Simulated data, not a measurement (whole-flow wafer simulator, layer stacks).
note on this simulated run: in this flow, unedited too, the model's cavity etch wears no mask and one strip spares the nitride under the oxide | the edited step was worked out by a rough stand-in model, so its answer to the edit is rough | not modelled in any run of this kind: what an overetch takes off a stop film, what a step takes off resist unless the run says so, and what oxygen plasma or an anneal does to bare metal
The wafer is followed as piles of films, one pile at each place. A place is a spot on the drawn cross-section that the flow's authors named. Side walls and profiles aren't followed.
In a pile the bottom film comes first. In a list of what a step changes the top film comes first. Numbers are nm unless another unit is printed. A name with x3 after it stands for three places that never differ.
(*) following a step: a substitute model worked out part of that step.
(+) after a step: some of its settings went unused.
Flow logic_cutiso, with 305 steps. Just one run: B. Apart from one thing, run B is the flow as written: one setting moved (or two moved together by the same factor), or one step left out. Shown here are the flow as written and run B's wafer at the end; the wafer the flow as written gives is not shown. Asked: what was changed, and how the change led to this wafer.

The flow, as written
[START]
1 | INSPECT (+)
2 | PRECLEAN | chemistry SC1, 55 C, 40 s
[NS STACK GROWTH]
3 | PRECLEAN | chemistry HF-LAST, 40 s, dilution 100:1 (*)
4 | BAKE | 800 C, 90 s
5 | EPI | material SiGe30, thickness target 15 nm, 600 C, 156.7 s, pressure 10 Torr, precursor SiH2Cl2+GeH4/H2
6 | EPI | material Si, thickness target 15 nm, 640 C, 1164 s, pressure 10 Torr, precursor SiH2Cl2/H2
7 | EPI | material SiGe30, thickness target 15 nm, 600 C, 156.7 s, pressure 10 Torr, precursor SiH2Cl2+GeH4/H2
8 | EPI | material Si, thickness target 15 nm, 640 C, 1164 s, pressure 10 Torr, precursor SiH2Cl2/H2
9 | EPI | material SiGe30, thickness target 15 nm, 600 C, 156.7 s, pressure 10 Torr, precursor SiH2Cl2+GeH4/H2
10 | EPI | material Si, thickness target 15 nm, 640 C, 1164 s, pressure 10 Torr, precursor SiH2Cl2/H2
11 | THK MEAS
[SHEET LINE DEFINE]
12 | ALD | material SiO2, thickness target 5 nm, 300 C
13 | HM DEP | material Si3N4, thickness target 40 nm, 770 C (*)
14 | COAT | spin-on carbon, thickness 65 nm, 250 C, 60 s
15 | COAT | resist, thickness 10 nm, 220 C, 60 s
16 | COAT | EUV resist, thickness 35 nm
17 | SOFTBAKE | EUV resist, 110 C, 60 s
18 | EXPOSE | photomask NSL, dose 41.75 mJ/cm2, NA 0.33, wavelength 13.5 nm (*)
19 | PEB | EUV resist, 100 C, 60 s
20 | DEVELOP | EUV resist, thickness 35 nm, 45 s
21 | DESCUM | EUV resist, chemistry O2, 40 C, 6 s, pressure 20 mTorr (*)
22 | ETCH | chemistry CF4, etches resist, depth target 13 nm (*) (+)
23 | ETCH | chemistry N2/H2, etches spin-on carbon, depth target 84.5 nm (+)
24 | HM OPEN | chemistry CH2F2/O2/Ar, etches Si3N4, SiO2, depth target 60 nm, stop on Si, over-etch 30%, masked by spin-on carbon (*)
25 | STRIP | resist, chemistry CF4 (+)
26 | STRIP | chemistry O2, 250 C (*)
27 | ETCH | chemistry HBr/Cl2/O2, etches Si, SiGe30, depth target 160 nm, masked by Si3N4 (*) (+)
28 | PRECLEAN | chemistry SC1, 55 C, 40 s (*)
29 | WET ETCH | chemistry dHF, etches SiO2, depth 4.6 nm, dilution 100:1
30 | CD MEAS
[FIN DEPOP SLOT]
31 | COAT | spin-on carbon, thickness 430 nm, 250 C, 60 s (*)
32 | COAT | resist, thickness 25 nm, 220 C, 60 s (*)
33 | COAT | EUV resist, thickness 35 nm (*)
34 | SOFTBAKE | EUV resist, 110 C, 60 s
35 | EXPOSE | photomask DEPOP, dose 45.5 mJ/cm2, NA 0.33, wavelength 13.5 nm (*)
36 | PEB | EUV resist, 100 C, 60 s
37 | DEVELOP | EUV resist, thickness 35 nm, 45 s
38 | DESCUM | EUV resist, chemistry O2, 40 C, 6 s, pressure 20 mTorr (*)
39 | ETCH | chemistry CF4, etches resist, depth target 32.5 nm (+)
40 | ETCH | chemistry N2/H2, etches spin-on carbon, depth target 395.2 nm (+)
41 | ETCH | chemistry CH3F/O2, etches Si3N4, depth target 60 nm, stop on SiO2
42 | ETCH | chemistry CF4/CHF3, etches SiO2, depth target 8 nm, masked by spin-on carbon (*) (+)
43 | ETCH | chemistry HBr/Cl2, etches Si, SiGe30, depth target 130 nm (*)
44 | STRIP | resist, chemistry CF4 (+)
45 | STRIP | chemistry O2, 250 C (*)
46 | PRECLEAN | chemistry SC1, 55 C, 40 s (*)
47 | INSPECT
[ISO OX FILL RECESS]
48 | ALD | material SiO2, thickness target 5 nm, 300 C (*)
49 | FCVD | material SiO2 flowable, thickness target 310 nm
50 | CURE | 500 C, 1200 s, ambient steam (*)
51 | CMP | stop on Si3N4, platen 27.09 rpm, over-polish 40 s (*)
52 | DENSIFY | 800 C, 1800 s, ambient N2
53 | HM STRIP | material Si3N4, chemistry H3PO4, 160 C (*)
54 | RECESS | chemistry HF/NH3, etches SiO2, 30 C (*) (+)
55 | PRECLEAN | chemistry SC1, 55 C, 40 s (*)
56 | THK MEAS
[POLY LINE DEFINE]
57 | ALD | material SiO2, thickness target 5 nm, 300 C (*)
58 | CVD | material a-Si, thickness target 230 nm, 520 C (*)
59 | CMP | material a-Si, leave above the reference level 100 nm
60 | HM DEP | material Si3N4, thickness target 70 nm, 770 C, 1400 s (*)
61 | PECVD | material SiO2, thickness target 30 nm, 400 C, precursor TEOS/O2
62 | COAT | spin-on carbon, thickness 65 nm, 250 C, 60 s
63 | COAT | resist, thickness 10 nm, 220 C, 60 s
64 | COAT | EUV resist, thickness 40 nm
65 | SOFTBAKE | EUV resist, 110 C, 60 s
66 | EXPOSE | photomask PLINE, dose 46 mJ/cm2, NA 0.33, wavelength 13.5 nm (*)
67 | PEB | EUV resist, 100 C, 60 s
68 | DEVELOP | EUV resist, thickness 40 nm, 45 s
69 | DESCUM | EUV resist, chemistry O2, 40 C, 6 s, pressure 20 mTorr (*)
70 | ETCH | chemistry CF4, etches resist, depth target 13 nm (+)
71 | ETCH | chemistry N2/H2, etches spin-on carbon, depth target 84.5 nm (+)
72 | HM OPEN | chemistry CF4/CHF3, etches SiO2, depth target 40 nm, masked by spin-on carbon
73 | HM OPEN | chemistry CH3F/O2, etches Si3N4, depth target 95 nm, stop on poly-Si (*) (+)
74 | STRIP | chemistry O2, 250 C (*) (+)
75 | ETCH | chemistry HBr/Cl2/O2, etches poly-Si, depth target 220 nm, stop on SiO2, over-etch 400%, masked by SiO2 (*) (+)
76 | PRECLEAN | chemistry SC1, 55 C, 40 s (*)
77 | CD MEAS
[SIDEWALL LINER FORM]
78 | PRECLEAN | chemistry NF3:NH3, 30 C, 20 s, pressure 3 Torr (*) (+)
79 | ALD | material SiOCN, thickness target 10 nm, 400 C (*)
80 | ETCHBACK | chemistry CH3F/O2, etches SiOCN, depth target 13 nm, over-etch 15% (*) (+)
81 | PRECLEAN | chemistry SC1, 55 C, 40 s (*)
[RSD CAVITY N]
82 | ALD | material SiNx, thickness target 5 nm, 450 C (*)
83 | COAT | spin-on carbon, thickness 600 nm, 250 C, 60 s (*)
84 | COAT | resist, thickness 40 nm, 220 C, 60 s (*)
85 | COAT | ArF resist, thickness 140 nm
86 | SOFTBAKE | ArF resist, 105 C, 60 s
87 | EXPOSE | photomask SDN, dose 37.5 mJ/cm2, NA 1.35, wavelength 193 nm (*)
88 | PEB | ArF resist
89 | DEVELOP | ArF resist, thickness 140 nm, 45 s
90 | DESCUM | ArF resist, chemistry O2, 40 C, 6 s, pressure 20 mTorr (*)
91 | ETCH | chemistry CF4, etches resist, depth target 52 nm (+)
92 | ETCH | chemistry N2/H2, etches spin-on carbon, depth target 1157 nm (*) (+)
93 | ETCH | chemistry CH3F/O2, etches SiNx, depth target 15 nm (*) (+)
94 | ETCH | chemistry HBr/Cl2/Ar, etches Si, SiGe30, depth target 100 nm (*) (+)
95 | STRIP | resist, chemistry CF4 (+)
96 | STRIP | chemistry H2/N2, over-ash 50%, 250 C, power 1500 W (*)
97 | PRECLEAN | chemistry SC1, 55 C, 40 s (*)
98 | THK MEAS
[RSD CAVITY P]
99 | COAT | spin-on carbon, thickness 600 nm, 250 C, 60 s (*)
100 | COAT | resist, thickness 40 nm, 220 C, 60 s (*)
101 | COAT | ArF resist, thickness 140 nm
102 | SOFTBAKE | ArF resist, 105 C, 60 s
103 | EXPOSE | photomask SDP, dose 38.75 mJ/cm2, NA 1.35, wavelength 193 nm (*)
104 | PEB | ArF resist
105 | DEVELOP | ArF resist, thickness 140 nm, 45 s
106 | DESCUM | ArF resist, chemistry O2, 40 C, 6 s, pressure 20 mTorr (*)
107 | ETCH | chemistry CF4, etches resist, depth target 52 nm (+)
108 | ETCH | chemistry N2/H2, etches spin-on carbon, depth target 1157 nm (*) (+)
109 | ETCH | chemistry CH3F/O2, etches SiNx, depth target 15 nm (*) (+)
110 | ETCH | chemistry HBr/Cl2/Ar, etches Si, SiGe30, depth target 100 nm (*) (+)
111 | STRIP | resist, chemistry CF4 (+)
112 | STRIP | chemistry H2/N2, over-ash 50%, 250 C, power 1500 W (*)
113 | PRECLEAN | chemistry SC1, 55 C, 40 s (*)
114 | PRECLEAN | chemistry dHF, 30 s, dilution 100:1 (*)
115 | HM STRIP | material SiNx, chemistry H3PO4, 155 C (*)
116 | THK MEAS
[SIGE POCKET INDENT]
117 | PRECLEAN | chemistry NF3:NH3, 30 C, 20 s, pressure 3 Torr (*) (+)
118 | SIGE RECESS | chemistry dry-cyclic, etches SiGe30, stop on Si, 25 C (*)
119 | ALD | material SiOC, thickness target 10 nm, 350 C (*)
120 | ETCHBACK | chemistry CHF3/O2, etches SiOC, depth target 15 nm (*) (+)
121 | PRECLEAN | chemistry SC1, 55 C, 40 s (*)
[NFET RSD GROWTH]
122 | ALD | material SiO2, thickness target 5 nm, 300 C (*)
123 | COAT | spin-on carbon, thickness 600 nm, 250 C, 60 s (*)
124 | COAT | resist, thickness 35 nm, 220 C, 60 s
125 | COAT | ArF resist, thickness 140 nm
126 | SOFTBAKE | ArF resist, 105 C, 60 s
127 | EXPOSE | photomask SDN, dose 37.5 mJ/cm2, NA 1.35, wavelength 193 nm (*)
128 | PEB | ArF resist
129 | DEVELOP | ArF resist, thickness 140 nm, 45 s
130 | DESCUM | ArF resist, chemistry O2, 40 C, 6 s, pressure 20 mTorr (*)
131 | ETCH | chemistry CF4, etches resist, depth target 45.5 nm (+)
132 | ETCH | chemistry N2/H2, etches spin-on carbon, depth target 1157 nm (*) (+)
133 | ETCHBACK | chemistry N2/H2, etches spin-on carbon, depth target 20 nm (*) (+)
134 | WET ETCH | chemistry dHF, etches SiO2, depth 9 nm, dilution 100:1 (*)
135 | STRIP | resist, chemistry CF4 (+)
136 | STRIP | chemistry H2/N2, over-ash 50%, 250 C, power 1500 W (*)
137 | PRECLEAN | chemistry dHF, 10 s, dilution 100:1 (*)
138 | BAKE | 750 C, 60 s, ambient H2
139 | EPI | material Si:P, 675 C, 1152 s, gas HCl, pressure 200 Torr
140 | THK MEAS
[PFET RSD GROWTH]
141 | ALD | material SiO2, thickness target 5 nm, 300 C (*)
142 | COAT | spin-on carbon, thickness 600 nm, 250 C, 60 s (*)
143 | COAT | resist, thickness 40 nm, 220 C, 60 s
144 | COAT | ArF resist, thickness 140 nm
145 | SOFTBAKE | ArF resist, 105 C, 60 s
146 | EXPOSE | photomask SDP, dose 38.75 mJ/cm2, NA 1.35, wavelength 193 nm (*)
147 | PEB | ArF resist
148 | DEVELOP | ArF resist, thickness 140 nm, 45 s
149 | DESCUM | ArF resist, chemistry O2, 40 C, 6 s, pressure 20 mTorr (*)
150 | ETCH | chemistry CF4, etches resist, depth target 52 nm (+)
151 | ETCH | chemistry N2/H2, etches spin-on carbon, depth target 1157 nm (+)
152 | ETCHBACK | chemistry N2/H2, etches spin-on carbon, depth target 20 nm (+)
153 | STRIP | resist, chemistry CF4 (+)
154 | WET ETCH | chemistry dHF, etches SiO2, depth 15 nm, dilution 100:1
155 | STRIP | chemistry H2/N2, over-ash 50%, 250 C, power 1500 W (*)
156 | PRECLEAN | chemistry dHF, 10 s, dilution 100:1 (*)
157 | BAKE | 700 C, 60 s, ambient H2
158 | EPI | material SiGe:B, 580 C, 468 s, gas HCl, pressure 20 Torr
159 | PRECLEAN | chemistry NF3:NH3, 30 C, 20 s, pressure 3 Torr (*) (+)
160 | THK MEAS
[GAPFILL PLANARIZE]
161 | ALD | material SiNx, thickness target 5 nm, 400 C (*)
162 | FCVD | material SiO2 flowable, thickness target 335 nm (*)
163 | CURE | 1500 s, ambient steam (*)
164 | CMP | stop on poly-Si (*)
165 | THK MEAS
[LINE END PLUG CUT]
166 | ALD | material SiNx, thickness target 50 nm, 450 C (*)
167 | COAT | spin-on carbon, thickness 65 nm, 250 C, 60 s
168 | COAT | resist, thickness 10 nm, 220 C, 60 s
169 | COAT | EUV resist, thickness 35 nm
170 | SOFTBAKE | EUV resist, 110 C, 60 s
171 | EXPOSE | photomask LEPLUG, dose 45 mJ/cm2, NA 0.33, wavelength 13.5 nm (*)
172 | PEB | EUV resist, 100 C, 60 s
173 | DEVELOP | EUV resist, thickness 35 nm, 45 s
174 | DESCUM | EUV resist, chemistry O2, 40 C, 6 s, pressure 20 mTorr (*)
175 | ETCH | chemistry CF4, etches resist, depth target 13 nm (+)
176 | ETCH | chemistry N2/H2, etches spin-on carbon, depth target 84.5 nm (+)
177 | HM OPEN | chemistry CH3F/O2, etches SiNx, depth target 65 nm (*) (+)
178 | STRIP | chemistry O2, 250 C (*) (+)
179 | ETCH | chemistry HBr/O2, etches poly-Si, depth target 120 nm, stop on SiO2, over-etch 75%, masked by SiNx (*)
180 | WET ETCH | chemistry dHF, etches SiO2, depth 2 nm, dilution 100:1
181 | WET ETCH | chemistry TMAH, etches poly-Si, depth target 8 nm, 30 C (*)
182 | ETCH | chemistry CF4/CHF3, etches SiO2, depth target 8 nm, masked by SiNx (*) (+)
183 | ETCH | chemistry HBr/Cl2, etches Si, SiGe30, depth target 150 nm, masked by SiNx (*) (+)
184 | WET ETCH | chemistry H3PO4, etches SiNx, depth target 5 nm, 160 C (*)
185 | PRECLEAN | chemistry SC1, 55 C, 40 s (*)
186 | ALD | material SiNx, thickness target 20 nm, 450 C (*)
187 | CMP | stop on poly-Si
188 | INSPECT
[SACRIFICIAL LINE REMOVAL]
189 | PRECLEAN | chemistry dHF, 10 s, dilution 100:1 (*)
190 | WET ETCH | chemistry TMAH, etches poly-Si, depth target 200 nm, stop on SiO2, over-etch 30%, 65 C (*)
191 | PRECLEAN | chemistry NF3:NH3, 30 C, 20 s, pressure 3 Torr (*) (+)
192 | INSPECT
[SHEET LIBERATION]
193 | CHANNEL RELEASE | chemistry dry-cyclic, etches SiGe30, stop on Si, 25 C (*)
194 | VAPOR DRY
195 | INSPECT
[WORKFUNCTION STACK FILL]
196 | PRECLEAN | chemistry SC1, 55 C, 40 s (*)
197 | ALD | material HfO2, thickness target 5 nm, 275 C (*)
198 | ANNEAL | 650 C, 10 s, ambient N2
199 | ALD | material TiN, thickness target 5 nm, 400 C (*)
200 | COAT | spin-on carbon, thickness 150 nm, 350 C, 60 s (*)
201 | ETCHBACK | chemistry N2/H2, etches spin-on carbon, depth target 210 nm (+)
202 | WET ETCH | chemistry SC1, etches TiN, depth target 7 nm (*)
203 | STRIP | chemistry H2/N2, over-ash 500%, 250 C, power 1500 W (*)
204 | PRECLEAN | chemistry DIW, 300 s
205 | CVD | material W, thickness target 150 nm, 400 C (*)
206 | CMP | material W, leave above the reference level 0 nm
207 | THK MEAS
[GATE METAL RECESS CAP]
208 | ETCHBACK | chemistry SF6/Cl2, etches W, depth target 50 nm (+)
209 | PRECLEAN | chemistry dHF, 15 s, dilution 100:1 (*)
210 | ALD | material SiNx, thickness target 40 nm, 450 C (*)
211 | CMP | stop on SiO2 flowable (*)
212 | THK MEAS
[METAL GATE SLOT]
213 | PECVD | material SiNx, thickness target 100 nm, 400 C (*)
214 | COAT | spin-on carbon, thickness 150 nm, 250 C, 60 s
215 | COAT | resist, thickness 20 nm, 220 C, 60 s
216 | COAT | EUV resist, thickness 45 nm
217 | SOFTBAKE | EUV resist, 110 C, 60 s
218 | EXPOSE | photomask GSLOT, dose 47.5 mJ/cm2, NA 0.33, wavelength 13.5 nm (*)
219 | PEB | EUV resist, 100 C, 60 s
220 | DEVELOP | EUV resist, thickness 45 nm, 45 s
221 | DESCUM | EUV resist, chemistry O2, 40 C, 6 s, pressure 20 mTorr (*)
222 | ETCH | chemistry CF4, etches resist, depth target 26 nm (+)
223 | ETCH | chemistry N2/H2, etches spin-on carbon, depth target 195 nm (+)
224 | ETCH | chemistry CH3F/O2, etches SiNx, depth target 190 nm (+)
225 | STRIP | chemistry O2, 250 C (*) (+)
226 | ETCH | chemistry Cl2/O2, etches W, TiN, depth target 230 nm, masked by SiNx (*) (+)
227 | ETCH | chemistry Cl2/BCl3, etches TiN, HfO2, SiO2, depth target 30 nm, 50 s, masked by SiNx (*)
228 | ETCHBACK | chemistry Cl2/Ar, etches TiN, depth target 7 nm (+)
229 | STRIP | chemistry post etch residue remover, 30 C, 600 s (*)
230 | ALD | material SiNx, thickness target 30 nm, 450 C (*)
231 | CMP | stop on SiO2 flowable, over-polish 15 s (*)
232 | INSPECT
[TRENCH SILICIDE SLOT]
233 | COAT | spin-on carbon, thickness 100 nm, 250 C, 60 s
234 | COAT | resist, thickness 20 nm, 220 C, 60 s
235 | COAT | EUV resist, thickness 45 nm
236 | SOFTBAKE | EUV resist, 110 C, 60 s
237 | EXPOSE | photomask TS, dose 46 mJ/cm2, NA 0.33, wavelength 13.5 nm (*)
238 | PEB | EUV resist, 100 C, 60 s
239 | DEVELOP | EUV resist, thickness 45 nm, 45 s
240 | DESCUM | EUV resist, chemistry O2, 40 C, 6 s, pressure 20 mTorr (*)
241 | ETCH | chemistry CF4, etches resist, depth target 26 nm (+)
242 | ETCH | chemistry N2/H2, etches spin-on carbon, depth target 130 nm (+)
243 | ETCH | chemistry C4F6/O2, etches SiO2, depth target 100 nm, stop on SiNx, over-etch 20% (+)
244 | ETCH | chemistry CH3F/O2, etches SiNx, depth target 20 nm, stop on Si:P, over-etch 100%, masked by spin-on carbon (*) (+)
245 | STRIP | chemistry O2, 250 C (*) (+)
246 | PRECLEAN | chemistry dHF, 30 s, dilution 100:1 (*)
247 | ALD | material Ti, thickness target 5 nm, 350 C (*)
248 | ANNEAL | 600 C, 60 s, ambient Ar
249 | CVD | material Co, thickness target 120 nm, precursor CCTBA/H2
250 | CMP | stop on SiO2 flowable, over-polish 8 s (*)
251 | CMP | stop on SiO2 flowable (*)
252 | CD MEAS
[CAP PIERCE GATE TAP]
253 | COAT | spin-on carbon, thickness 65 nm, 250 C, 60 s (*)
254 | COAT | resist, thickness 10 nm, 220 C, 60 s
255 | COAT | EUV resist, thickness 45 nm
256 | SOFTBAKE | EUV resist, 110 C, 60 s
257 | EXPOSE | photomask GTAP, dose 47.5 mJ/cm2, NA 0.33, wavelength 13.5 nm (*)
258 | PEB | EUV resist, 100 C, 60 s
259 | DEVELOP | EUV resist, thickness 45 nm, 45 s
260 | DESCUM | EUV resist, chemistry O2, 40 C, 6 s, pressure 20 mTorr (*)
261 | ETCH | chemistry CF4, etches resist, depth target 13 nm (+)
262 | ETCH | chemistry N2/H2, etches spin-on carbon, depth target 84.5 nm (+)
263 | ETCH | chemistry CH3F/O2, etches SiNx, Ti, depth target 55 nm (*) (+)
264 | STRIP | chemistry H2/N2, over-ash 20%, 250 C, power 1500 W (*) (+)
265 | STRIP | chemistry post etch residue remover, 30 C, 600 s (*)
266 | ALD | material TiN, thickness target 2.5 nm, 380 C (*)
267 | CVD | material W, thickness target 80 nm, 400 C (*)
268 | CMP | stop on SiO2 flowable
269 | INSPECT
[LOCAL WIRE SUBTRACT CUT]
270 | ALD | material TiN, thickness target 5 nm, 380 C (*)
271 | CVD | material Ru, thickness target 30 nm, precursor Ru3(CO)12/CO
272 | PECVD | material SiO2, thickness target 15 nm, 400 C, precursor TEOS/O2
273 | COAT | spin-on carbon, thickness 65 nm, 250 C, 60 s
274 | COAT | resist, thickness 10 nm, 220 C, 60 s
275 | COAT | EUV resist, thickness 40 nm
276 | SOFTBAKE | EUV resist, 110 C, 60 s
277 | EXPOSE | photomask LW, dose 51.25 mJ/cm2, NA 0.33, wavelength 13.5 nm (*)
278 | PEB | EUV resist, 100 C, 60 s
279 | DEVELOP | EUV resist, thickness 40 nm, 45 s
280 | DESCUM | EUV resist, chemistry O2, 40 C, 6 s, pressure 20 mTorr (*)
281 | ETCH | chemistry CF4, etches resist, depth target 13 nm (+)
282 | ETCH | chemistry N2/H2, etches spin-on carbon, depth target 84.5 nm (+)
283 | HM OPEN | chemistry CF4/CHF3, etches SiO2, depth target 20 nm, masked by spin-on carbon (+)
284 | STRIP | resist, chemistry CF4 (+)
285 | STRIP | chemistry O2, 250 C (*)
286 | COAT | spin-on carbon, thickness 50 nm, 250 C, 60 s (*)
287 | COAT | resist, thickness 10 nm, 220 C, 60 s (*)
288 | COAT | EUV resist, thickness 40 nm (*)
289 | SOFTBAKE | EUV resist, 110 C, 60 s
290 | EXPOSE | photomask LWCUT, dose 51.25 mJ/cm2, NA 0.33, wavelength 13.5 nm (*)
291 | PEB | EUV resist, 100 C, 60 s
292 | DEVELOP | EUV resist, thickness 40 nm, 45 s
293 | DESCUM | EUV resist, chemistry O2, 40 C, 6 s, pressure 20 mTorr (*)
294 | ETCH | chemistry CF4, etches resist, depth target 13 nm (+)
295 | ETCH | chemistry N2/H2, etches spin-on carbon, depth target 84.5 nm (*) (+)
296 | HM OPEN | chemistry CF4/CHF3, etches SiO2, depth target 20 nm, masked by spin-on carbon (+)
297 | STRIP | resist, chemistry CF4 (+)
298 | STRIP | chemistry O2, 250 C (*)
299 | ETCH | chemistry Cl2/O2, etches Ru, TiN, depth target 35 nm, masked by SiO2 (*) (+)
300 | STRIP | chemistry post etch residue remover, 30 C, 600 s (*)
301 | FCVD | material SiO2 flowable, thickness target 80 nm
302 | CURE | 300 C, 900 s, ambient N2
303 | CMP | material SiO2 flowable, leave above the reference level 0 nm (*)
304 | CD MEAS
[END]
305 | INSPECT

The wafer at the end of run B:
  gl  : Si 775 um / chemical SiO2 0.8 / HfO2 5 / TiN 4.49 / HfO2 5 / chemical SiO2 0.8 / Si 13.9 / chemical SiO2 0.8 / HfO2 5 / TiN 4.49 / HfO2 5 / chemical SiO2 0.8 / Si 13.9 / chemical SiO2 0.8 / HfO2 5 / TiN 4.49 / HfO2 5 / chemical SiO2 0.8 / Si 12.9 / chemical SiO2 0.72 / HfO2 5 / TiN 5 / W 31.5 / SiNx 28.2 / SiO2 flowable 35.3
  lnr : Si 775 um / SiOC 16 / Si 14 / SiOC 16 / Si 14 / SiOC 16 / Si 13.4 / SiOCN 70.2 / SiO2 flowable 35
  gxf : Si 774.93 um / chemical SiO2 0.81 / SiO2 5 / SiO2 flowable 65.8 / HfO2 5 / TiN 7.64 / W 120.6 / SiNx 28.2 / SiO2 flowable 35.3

Cause: step 75, ETCH: depth target 132 nm was run, while the flow as written has depth target 220 nm.

How this came from the change, step by step:
  75 | ETCH | chemistry HBr/Cl2/O2, etches poly-Si, depth target 220 nm, stop on SiO2, over-etch 400%, masked by SiO2 (*) (+)
      lnr, lnrp, lnrt, rsdn, rsdp, rsdw, rsdx: -0.79 chemical SiO2 (all of it), -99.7 poly-Si (all of it), -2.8 SiO2 (it would be, as written: -0.79 chemical SiO2 (all of it), -99.7 poly-Si (all of it), -5 SiO2 (all of it))
      depop, dpovl, gfld and 10 more: -8.15 SiO2 (it would be, as written: -9.58 SiO2)
      (also at 2 further places)
  78 | PRECLEAN | chemistry NF3:NH3, 30 C, 20 s, pressure 3 Torr (*) (+)
      lnr, lnrp, lnrt, rsdn, rsdp, rsdw, rsdx: -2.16 SiO2 (all of it), -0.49 chemical SiO2 (all of it) (it would be, as written: -0.52 chemical SiO2 (all of it))
      iso, lnri: -2.6 SiO2 (all of it), -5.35 SiO2 flowable (it would be, as written: -0.41 SiO2 (all of it), -7.89 SiO2 flowable)
  120 | ETCHBACK | chemistry CHF3/O2, etches SiOC, depth target 15 nm (*) (+)
      gl, tap: -10 SiOC (all of it), -5 SiO2 (it would be, as written: -10 SiOC (all of it), -4.21 SiO2 (all of it), -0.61 Si3N4)
      glp: -10 SiOC (all of it), -5 SiO2 (it would be, as written: -10 SiOC (all of it), -4.25 SiO2 (all of it), -0.58 Si3N4)
      (also at 2 further places)
  122 | ALD | material SiO2, thickness target 5 nm, 300 C (*)
      gl, glp, tap: +5 SiO2 (it would be, as written: +5 SiO2 (new film))
      gxn: +6.95 SiO2 (it would be, as written: +6.76 SiO2 (new film))
      (also at 1 further place)
  132 | ETCH | chemistry N2/H2, etches spin-on carbon, depth target 1157 nm (*) (+)
      gl, tap: -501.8 spin-on carbon (all of it), -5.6 SiO2 (all of it), -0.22 Si3N4 (it would be, as written: -501.7 spin-on carbon (all of it), -5 SiO2 (all of it), -0.5 Si3N4)
  133 | ETCHBACK | chemistry N2/H2, etches spin-on carbon, depth target 20 nm (*) (+)
      gxn: -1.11 SiO2 (it would be, as written: -0.7 SiO2 (all of it), -0.21 Si3N4)
  134 | WET ETCH | chemistry dHF, etches SiO2, depth 9 nm, dilution 100:1 (*)
      gxn: -1.35 SiO2 (all of it), -0.22 Si3N4 (it would be, as written: -0.34 Si3N4)
  141 | ALD | material SiO2, thickness target 5 nm, 300 C (*)
      gxn: +11.2 SiO2 (new film) (it would be, as written: +10.1 SiO2 (new film))
  153 | STRIP | resist, chemistry CF4 (+)
      glp: -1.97 SiO2 (all of it) (it would be, as written: -1.36 SiO2 (all of it))
      gxp: -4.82 SiO2 (all of it) (it would be, as written: -3.06 SiO2 (all of it))
  161 | ALD | material SiNx, thickness target 5 nm, 400 C (*)
      gxp: +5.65 SiNx (new film) (it would be, as written: +5 SiNx (new film))
  164 | CMP | stop on poly-Si (*)
      depop, dpovl, isow, ns, nsgap: -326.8 SiO2 flowable (all of it), -5 SiNx (all of it), -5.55 SiO2 (all of it), -70 Si3N4 (all of it) (it would be, as written: -326.8 SiO2 flowable (all of it), -5 SiNx (all of it), -4.13 SiO2 (all of it), -70 Si3N4 (all of it))
      gfld, gxf: -251.7 SiO2 flowable (all of it), -5 SiNx (all of it), -5.55 SiO2 (all of it), -70 Si3N4 (all of it) (it would be, as written: -251.9 SiO2 flowable (all of it), -5 SiNx (all of it), -4.13 SiO2 (all of it), -70 Si3N4 (all of it))
      (also at 5 further places)
  197 | ALD | material HfO2, thickness target 5 nm, 275 C (*)
      gxf: +5 HfO2 (new film) (it would be, as written: +7.7 HfO2 (new film))
  199 | ALD | material TiN, thickness target 5 nm, 400 C (*)
      gfld: +5.6 TiN (new film) (it would be, as written: +7.64 TiN (new film))
      gxf: +7.64 TiN (new film) (it would be, as written: +5 TiN (new film))
  226 | ETCH | chemistry Cl2/O2, etches W, TiN, depth target 230 nm, masked by SiNx (*) (+)
      gfld: -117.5 W (all of it), -5.6 TiN (all of it), -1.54 HfO2 (it would be, as written: -115.4 W (all of it), -7.64 TiN (all of it), -1.54 HfO2)
